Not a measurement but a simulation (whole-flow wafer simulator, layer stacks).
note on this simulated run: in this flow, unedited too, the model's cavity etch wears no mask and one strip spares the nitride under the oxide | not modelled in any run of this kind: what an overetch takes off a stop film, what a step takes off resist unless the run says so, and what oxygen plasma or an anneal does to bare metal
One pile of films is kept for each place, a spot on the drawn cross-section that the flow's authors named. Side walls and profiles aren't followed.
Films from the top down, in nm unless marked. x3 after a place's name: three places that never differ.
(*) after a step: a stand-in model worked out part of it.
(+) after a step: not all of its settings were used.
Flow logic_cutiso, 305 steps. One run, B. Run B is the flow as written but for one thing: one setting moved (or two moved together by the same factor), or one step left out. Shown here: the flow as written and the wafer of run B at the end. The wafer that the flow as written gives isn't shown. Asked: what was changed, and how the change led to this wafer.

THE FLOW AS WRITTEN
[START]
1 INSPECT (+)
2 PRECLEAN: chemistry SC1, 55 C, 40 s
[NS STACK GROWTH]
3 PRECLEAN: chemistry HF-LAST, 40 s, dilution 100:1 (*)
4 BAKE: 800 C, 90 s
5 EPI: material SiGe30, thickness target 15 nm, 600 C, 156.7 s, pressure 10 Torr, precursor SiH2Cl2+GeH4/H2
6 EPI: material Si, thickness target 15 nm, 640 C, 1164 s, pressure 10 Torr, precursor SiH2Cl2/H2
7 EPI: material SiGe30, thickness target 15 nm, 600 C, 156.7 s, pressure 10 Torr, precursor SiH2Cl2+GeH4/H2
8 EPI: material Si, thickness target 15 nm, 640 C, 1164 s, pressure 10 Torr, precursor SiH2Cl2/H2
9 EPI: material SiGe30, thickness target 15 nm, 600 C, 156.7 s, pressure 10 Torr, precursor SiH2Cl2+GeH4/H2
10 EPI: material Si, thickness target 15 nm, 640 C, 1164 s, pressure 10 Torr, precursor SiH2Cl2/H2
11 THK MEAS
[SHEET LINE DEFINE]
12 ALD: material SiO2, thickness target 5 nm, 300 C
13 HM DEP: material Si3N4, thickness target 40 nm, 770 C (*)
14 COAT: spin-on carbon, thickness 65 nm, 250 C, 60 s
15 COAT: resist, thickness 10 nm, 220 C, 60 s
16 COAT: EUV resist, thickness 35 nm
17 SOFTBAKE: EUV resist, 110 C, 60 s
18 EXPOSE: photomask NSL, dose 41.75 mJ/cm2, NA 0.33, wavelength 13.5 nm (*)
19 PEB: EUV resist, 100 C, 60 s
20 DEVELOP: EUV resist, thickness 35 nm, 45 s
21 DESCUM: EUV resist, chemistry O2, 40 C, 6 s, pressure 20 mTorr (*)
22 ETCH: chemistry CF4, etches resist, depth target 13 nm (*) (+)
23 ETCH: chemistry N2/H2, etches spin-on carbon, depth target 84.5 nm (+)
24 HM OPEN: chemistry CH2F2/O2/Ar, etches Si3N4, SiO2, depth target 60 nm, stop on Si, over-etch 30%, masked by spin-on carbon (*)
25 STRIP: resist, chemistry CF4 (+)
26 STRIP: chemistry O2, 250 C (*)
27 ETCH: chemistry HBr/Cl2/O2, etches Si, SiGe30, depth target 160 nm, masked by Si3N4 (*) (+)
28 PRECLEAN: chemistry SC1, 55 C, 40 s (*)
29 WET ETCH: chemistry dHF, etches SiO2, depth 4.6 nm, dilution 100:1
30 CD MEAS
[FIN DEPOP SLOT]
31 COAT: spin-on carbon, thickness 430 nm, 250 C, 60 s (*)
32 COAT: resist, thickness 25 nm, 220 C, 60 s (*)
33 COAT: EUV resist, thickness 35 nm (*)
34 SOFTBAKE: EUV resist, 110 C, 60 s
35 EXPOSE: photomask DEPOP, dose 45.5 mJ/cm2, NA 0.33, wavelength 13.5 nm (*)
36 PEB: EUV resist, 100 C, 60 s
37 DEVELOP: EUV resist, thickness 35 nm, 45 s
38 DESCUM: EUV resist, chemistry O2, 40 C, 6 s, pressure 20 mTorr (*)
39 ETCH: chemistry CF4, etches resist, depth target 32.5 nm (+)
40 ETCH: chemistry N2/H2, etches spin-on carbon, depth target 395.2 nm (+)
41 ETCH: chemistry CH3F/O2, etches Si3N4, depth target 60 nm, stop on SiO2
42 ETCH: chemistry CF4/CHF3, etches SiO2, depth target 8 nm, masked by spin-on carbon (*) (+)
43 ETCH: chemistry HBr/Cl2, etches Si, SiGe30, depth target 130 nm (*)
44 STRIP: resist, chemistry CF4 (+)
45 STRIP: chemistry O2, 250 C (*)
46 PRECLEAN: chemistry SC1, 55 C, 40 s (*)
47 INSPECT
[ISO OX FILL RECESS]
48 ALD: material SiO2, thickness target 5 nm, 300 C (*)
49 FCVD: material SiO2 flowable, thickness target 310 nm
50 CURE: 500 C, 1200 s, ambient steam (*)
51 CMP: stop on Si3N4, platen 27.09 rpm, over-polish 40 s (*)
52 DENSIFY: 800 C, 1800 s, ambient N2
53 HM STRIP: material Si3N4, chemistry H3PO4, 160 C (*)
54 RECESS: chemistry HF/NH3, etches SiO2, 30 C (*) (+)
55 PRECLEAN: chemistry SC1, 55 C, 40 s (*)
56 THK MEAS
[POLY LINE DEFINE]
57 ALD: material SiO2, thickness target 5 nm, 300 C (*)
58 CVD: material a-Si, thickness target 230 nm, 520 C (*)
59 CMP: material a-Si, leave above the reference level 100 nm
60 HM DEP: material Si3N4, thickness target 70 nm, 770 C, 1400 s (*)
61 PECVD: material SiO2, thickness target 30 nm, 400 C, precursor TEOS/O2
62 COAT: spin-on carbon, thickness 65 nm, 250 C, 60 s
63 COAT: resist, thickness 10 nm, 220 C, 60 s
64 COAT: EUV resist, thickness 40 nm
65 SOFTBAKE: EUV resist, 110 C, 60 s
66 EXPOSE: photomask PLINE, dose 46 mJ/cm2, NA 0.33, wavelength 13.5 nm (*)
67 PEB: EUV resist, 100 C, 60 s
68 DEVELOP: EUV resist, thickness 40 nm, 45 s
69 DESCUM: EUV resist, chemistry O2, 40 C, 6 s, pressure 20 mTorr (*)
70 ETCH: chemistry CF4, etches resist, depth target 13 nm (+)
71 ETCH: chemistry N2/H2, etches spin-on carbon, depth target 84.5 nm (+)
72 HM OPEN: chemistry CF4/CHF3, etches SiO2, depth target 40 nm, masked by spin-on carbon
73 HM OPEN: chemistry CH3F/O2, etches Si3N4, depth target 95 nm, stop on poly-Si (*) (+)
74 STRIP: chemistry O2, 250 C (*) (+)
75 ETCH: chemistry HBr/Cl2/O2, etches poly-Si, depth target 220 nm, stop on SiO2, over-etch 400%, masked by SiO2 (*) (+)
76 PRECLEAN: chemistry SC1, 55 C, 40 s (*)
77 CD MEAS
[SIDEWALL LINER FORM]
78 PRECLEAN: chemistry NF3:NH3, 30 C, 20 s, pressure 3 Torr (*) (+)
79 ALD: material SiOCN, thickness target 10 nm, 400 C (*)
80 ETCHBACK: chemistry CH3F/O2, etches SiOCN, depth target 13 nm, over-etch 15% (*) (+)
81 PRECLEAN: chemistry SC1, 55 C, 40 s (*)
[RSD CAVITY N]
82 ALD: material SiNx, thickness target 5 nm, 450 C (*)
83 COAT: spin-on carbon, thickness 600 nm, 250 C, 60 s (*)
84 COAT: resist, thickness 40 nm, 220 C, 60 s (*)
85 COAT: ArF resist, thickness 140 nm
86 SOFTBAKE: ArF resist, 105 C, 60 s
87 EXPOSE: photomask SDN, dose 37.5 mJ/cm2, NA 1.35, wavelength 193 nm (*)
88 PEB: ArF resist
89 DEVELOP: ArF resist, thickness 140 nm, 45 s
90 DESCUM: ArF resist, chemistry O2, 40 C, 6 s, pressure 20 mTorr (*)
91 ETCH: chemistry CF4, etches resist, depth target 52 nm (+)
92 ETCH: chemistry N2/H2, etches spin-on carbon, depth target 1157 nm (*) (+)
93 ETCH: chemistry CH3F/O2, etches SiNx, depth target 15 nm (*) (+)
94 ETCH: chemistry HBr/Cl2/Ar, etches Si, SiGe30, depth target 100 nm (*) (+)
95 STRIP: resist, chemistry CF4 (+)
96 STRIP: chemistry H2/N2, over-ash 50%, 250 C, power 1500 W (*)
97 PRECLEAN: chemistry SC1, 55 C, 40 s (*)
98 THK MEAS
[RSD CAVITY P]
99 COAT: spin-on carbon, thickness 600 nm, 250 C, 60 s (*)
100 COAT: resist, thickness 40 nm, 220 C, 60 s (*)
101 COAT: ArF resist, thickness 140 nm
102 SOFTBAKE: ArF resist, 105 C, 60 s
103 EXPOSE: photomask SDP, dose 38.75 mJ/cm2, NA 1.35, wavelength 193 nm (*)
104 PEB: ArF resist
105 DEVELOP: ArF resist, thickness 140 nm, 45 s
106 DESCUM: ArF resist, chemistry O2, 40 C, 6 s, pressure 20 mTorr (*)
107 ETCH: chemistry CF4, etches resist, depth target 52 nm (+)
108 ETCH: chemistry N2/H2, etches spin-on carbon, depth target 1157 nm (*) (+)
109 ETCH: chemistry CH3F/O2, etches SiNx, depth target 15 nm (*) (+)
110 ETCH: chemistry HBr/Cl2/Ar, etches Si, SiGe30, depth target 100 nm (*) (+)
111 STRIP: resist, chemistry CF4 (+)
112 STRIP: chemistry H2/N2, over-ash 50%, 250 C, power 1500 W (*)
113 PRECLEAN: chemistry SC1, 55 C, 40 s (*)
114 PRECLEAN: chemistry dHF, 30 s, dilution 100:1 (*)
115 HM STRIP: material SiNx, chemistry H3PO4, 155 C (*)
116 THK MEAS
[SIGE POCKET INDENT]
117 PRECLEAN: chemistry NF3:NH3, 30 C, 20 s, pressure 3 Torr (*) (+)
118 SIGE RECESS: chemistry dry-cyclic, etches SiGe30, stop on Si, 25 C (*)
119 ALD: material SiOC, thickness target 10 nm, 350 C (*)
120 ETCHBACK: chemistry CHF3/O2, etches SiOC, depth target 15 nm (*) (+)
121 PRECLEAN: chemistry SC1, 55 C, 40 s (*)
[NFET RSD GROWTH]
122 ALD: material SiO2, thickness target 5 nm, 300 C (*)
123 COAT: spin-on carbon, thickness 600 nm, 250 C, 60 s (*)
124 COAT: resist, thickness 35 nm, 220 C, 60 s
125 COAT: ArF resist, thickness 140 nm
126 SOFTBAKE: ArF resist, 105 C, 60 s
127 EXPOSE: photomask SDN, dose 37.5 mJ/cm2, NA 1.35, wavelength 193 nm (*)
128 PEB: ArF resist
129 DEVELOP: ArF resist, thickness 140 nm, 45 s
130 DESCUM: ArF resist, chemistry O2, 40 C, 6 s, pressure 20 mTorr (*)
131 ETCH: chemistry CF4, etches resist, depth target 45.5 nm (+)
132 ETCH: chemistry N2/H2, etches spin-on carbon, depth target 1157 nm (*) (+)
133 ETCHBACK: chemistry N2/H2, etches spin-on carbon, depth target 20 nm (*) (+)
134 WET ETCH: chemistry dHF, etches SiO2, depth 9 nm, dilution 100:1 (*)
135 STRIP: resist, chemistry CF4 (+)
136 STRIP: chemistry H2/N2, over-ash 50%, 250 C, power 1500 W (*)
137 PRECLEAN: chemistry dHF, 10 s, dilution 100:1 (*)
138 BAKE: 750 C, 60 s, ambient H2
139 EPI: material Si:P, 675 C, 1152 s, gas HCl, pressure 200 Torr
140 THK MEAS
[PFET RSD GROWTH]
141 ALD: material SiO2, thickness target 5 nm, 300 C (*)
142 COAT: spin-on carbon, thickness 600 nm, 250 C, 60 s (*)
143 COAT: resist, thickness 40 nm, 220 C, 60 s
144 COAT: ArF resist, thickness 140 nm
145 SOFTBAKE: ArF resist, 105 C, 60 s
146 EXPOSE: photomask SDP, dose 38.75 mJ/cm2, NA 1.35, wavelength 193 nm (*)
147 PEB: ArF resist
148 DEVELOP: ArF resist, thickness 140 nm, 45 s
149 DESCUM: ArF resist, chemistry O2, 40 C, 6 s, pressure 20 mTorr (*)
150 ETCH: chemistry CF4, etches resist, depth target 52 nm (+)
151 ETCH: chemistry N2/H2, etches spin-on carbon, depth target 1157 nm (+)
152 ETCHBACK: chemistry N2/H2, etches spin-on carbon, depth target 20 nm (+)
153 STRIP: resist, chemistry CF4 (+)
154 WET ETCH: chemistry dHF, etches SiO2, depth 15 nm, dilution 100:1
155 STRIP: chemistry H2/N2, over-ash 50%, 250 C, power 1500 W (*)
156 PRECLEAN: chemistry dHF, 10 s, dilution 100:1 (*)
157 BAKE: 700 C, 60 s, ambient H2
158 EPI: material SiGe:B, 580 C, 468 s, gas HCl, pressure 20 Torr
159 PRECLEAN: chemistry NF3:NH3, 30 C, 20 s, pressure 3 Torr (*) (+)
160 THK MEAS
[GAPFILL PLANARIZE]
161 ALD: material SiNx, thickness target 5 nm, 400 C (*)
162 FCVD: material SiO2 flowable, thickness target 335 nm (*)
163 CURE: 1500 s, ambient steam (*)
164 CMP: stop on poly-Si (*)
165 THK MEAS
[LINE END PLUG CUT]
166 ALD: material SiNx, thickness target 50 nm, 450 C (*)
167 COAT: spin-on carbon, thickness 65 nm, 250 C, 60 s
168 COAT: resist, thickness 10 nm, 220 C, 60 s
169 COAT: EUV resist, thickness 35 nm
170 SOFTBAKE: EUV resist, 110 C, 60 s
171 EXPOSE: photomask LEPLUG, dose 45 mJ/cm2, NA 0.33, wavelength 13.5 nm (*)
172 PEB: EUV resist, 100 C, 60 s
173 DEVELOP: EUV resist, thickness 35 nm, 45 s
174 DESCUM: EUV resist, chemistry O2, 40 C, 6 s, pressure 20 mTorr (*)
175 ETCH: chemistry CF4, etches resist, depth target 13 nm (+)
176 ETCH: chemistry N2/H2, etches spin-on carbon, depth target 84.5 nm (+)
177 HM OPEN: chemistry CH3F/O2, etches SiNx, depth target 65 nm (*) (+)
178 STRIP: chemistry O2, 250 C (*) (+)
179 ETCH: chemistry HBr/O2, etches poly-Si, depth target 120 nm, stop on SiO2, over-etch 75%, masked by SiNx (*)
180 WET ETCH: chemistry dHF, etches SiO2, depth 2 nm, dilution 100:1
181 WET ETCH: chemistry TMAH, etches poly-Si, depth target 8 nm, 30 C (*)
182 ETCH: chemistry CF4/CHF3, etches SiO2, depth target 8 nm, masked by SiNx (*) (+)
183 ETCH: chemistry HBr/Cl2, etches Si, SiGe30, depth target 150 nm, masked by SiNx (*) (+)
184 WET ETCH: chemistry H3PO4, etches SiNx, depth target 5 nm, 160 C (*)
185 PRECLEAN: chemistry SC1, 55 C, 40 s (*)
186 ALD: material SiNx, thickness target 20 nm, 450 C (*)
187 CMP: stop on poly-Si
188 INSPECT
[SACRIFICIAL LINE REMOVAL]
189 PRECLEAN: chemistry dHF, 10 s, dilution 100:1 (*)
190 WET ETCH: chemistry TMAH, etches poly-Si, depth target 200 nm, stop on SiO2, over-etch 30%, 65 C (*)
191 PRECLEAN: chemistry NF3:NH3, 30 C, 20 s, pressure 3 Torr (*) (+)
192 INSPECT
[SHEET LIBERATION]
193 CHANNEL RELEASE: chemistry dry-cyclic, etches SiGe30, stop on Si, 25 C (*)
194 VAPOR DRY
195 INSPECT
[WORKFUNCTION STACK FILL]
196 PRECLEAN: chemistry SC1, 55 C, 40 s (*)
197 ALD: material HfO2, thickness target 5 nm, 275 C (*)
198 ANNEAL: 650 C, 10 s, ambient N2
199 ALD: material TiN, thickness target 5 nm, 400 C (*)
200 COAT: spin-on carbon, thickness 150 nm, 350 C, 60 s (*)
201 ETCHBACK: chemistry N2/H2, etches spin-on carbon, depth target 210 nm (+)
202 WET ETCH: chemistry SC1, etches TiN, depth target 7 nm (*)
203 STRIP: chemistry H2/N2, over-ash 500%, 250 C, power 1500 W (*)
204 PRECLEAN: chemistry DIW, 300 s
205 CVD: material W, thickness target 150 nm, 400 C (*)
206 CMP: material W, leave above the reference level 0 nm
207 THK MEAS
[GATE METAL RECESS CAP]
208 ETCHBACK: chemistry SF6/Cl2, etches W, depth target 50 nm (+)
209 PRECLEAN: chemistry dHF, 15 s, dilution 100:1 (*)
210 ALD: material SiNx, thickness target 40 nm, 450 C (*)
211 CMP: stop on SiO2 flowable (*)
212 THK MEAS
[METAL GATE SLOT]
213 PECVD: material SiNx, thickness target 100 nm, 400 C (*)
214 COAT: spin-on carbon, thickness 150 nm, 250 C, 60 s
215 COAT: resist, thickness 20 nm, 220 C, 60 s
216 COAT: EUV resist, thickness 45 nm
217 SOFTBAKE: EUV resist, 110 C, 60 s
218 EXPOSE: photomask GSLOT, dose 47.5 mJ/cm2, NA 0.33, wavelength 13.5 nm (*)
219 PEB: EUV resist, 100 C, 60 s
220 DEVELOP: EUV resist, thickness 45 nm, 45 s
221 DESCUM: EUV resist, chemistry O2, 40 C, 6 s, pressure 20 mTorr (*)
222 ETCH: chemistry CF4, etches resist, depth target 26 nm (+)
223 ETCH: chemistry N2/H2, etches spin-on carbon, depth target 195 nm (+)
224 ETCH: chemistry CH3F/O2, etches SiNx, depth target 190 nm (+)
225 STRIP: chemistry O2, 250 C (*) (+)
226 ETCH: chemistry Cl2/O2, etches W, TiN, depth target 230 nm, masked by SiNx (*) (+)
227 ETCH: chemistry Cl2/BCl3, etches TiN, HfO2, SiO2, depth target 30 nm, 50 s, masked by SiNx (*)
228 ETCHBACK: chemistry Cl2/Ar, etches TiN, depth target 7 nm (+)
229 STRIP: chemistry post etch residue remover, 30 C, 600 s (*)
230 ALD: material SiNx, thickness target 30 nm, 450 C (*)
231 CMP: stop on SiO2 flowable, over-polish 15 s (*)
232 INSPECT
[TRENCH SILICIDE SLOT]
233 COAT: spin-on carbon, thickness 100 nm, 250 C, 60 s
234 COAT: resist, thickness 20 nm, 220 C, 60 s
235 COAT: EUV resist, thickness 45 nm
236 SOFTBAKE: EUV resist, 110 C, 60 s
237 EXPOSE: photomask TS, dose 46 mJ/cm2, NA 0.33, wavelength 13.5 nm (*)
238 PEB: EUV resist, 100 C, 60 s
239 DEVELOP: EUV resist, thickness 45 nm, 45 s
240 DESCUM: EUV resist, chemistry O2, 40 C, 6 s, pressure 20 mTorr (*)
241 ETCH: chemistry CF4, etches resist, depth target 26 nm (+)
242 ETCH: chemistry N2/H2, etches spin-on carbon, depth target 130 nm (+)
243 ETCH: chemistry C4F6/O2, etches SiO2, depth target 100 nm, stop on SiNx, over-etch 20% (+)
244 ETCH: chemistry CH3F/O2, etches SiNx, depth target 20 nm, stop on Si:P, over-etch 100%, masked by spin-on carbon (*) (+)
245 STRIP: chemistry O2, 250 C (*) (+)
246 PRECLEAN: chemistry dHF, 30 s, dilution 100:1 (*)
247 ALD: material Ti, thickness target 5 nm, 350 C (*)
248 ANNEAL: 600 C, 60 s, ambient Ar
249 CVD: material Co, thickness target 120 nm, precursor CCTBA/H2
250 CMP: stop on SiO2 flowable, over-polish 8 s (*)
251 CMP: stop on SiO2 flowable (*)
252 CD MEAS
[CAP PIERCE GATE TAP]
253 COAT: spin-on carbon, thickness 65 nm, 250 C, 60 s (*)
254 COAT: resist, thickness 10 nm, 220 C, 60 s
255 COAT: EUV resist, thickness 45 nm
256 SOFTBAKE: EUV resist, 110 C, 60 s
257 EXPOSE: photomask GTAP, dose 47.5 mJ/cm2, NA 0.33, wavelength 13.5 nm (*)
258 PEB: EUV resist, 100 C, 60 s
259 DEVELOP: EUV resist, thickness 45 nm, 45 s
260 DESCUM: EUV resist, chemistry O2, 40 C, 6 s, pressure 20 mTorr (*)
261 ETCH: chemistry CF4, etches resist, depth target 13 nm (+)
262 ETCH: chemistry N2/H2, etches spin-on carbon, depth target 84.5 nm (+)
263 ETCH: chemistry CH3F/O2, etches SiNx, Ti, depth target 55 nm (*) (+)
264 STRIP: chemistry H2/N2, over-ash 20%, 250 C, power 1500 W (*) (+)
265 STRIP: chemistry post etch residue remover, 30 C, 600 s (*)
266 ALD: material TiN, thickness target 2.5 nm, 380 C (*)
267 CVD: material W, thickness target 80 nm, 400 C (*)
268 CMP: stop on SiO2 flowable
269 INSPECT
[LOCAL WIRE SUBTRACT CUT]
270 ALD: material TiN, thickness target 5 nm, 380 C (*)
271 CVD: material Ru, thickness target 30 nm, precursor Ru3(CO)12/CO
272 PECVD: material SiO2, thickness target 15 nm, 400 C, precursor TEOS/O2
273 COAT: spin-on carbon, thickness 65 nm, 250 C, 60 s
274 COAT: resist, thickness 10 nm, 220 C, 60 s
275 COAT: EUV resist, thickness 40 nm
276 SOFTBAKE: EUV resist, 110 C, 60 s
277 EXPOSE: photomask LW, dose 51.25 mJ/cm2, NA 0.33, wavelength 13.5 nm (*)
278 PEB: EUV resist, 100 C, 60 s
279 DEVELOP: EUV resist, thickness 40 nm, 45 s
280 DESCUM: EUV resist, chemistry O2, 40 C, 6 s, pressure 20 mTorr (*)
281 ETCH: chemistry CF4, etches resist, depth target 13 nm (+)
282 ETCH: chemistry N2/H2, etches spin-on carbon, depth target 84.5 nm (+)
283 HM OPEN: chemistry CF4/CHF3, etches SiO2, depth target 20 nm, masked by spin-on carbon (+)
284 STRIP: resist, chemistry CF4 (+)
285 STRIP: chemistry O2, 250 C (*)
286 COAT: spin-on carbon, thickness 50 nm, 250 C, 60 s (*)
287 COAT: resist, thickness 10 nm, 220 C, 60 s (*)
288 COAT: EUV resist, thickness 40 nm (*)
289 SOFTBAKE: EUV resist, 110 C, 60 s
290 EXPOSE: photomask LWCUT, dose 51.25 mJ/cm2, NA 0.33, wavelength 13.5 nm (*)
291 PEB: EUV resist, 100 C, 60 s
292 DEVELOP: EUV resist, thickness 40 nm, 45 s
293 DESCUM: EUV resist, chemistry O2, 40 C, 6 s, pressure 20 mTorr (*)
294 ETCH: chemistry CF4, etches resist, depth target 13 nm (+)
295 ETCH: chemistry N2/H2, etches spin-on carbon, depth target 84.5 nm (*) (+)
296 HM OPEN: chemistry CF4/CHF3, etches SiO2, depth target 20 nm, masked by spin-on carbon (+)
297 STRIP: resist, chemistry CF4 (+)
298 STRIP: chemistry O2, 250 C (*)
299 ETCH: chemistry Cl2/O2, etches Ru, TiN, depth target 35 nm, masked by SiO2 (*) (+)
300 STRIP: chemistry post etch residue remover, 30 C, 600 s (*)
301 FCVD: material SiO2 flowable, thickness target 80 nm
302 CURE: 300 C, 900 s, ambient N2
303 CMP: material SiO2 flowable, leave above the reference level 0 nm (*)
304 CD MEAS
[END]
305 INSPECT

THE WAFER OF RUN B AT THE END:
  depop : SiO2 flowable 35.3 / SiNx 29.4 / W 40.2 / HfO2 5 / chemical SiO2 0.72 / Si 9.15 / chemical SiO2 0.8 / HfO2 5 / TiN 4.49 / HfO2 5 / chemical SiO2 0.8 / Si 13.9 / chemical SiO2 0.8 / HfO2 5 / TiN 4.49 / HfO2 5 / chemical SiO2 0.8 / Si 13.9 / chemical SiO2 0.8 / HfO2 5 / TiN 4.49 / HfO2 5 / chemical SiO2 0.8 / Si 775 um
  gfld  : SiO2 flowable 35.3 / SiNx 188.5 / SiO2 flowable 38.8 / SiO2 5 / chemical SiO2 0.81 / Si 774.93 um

The cause: step 43, ETCH: chemistry HBr/Cl2, etches Si, SiGe30, depth target 130 nm (*), was left out.

How the change led to this, step by step:
  44 STRIP: resist, chemistry CF4 (+)
      depop: Si -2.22 (as written it would be: nothing)
  45 STRIP: chemistry O2, 250 C (*)
      gfld, lnri: chemical SiO2 +0.82 (new film), spin-on carbon -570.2 (all of it), Si -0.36 (as written it would be: chemical SiO2 +0.82 (new film), spin-on carbon -538.7 (all of it), Si -0.36)
      glp, tap: spin-on carbon -379.6 (all of it) (as written it would be: spin-on carbon -347.6 (all of it))
      (and at 17 more places)
  49 FCVD: material SiO2 flowable, thickness target 310 nm
      dpovl, nsgap: SiO2 flowable +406 (new film) (as written it would be: SiO2 flowable +392.6 (new film))
      depop: SiO2 flowable +245.5 (new film) (as written it would be: SiO2 flowable +359.9 (new film))
      (and at 2 more places)
  51 CMP: stop on Si3N4, platen 27.09 rpm, over-polish 40 s (*)
      depop: SiO2 flowable -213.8 (as written it would be: SiO2 flowable -200.5)
      dpovl: SiO2 flowable -213.7 (as written it would be: SiO2 flowable -200.4)
      (and at 3 more places)
  52 DENSIFY: 800 C, 1800 s, ambient N2
      depop: SiO2 flowable -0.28 (as written it would be: SiO2 flowable -2.32)
      dpovl: SiO2 flowable -2.28 (as written it would be: SiO2 flowable -2.82)
  54 RECESS: chemistry HF/NH3, etches SiO2, 30 C (*) (+)
      depop: SiO2 flowable -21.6 (all of it), SiO2 -5 (all of it), chemical SiO2 -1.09 (all of it) (as written it would be: SiO2 flowable -111.9)
  55 PRECLEAN: chemistry SC1, 55 C, 40 s (*)
      depop: chemical SiO2 +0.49 (new film), Si -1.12 (as written it would be: SiO2 flowable -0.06)
  58 CVD: material a-Si, thickness target 230 nm, 520 C (*)
      depop: a-Si +230 (new film) (as written it would be: a-Si +319.4 (new film))
  59 CMP: material a-Si, leave above the reference level 100 nm
      depop, dpovl, nsgap: a-Si -126.3 (as written it would be: a-Si -130)
  60 HM DEP: material Si3N4, thickness target 70 nm, 770 C, 1400 s (*)
      depop: Si3N4 +70 (new film), poly-Si +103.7 (new film), a-Si -103.7 (all of it) (as written it would be: Si3N4 +70 (new film), poly-Si +189.4 (new film), a-Si -189.4 (all of it))
  190 WET ETCH: chemistry TMAH, etches poly-Si, depth target 200 nm, stop on SiO2, over-etch 30%, 65 C (*)
      depop: poly-Si -103.7 (all of it) (as written it would be: poly-Si -189.4 (all of it))
  191 PRECLEAN: chemistry NF3:NH3, 30 C, 20 s, pressure 3 Torr (*) (+)
      depop: SiO2 -5 (all of it), chemical SiO2 -0.49 (all of it) (as written it would be: SiO2 -5 (all of it), SiO2 flowable -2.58)
  193 CHANNEL RELEASE: chemistry dry-cyclic, etches SiGe30, stop on Si, 25 C (*)
      depop: chemical SiO2 +0.8 (new film), Si -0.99, chemical SiO2 +0.8 (new film), cavity +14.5 (new film), chemical SiO2 +0.8 (new film), SiGe30 -15 (all of it), Si -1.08, chemical SiO2 +0.8 (new film), cavity +14.5 (new film), chemical SiO2 +0.8 (new film), SiGe30 -15 (all of it), Si -1.08, chemical SiO2 +0.8 (new film), cavity +14.5 (new film), chemical SiO2 +0.8 (new film), SiGe30 -15 (all of it), Si -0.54 (as written it would be: nothing)
  197 ALD: material HfO2, thickness target 5 nm, 275 C (*)
      depop: HfO2 +5 (new film), HfO2 +5 (new film), cavity -10, HfO2 +5 (new film), HfO2 +5 (new film), cavity -10, HfO2 +5 (new film), HfO2 +5 (new film), cavity -10, HfO2 +5 (new film) (as written it would be: HfO2 +5 (new film))
  199 ALD: material TiN, thickness target 5 nm, 400 C (*)
      depop: TiN +5 (new film), TiN +4.49 (new film), cavity -4.49 (all of it), TiN +4.49 (new film), cavity -4.49 (all of it), TiN +4.49 (new film), cavity -4.49 (all of it) (as written it would be: TiN +5 (new film))
  200 COAT: spin-on carbon, thickness 150 nm, 350 C, 60 s (*)
      depop: spin-on carbon +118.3 (new film) (as written it would be: spin-on carbon +194.7 (new film))
      dpovl: spin-on carbon +206.4 (new film) (as written it would be: spin-on carbon +194.8 (new film))
      (and at 3 more places)
  ... 1 more step ...
  205 CVD: material W, thickness target 150 nm, 400 C (*)
      depop: W +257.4 (new film) (as written it would be: W +345.5 (new film))
Counting metal films that touch as one body, depop has 4 bodies (between them, from the top down: HfO2 5 / chemical SiO2 0.72 / Si 9.15 / chemical SiO2 0.8 / HfO2 5; HfO2 5 / chemical SiO2 0.8 / Si 13.9 / chemical SiO2 0.8 / HfO2 5; HfO2 5 / chemical SiO2 0.8 / Si 13.9 / chemical SiO2 0.8 / HfO2 5); the flow as written gives 1 body.
